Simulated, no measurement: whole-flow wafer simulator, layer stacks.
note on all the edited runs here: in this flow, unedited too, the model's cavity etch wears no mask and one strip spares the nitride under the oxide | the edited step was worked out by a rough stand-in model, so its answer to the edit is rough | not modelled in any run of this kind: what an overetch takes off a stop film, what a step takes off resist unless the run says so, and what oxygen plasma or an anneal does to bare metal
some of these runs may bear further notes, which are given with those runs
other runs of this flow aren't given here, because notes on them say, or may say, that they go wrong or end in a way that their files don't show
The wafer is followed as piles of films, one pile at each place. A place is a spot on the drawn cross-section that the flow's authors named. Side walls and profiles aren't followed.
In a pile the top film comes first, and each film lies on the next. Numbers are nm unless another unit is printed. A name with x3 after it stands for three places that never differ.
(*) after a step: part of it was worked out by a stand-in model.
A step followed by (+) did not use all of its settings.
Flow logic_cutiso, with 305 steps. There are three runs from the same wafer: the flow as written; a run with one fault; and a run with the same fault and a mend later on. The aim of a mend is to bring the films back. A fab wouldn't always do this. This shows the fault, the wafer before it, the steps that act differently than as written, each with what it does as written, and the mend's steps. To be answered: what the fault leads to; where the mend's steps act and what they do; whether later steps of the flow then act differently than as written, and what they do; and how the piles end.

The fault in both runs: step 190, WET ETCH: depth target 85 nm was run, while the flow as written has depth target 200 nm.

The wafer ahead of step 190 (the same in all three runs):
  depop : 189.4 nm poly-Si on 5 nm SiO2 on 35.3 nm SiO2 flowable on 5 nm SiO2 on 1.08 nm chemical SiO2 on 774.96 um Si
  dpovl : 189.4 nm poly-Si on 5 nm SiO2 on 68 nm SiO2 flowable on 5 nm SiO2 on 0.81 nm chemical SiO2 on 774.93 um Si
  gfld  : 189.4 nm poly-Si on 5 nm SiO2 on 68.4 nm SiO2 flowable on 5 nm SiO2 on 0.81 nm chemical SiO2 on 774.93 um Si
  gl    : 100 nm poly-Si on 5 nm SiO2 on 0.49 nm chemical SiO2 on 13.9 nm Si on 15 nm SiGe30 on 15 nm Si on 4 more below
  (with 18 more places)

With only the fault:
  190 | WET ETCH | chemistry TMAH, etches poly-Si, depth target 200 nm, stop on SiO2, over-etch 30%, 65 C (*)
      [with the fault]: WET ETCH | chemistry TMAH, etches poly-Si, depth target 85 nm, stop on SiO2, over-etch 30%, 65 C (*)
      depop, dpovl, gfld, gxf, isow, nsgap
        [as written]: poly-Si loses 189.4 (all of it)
        [with the fault]: poly-Si loses 85
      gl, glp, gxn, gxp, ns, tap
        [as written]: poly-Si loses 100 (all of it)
        [with the fault]: poly-Si loses 85
  Steps further on in the flow that do not act as written:
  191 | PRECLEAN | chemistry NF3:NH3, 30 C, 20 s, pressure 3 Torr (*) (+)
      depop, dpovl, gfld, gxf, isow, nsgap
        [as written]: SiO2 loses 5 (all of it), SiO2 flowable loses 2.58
        [with the fault]: nothing
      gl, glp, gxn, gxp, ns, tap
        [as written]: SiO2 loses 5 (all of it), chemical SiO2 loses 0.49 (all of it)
        [with the fault]: nothing
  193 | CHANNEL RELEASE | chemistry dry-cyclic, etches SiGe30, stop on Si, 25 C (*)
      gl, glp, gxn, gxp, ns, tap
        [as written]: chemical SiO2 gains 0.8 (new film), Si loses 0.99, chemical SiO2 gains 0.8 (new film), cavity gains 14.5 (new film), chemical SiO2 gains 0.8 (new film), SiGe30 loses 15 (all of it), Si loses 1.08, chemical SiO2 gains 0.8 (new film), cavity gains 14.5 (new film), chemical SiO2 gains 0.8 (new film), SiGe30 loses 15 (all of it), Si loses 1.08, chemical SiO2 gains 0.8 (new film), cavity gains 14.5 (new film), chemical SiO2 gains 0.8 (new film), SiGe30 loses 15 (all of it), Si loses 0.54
        [with the fault]: nothing
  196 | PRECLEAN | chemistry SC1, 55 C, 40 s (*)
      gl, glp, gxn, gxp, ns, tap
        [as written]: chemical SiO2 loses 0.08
        [with the fault]: chemical SiO2 gains 0.49 (new film), poly-Si loses 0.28
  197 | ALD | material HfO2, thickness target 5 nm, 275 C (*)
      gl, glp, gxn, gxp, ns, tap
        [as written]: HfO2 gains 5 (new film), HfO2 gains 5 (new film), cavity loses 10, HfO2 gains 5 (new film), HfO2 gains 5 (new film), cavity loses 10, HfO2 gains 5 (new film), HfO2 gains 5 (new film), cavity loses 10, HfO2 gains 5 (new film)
        [with the fault]: HfO2 gains 5 (new film)
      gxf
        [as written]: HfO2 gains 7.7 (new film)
        [with the fault]: HfO2 gains 5 (new film)
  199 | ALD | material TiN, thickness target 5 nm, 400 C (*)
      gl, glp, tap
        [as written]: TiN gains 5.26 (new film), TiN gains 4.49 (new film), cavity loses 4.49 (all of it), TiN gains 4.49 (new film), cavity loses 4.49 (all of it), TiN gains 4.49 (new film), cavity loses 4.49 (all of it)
        [with the fault]: TiN gains 5 (new film)
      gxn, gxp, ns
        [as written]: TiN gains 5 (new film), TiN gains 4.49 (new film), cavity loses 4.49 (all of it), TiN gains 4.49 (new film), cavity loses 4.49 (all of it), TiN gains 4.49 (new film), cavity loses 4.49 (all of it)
        [with the fault]: TiN gains 5 (new film)
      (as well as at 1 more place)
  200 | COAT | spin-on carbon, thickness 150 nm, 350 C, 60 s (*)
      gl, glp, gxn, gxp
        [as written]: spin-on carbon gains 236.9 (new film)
        [with the fault]: spin-on carbon gains 220.9 (new film)
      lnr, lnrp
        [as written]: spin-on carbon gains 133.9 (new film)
        [with the fault]: spin-on carbon gains 138.1 (new film)
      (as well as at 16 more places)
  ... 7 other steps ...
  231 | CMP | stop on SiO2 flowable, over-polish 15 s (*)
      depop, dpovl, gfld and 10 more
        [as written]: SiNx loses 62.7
        [with the fault]: SiNx loses 90.8
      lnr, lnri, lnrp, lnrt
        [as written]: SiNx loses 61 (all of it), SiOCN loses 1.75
        [with the fault]: SiNx loses 89 (all of it), SiOCN loses 1.75
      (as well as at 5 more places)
  The piles end different from the flow's at depop, dpovl, gfld and 9 more by more than 2% or 0.5 nm, whichever is larger.
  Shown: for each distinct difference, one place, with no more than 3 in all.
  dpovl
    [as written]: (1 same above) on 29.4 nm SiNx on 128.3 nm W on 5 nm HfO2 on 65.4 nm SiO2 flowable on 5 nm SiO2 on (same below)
    [with the fault]: (1 same above) on 29.4 nm SiNx on 16 nm W on 5 nm HfO2 on 0.49 nm chemical SiO2 on 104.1 nm poly-Si on 5 nm SiO2 on 68 nm SiO2 flowable on 5 nm SiO2 on (same below)
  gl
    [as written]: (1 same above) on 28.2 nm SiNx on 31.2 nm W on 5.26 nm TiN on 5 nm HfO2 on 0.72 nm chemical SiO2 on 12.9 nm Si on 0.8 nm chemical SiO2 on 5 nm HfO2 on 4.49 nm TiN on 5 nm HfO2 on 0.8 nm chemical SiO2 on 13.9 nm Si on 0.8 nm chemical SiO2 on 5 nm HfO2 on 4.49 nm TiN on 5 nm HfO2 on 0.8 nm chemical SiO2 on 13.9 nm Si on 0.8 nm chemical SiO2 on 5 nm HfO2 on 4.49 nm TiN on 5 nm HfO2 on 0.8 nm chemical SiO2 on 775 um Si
    [with the fault]: (1 same above) on 28.2 nm SiNx on 11 nm W on 5 nm TiN on 5 nm HfO2 on 0.49 nm chemical SiO2 on 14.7 nm poly-Si on 5 nm SiO2 on 0.49 nm chemical SiO2 on 13.9 nm Si on 15 nm SiGe30 on 15 nm Si on 15 nm SiGe30 on 15 nm Si on 15 nm SiGe30 on 775 um Si
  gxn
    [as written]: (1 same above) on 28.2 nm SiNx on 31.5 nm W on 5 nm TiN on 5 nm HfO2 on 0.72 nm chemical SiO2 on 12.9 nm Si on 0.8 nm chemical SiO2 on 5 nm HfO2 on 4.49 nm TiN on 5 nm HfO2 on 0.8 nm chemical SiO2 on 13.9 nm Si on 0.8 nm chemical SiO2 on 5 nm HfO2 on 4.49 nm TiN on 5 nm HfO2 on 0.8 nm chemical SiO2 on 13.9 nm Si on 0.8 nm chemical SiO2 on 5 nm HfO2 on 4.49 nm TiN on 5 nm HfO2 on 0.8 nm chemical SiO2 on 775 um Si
    [with the fault]: (1 same above) on 28.2 nm SiNx on 11 nm W on 5 nm TiN on 5 nm HfO2 on 0.49 nm chemical SiO2 on 14.7 nm poly-Si on 5 nm SiO2 on 0.49 nm chemical SiO2 on 13.9 nm Si on 15 nm SiGe30 on 15 nm Si on 15 nm SiGe30 on 15 nm Si on 15 nm SiGe30 on 775 um Si

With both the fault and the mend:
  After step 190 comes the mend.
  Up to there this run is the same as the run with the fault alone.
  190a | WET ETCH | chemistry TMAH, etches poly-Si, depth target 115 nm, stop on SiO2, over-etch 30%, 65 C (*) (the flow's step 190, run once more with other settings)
      depop, dpovl, gfld, gxf, isow, nsgap
        poly-Si loses 104.4 (all of it)
      gl, glp, gxn, gxp, ns, tap
        poly-Si loses 15 (all of it)
  Later steps of the flow that are run all act as written at every place that is followed.
  The piles end the same as the flow's at every place that both follow.
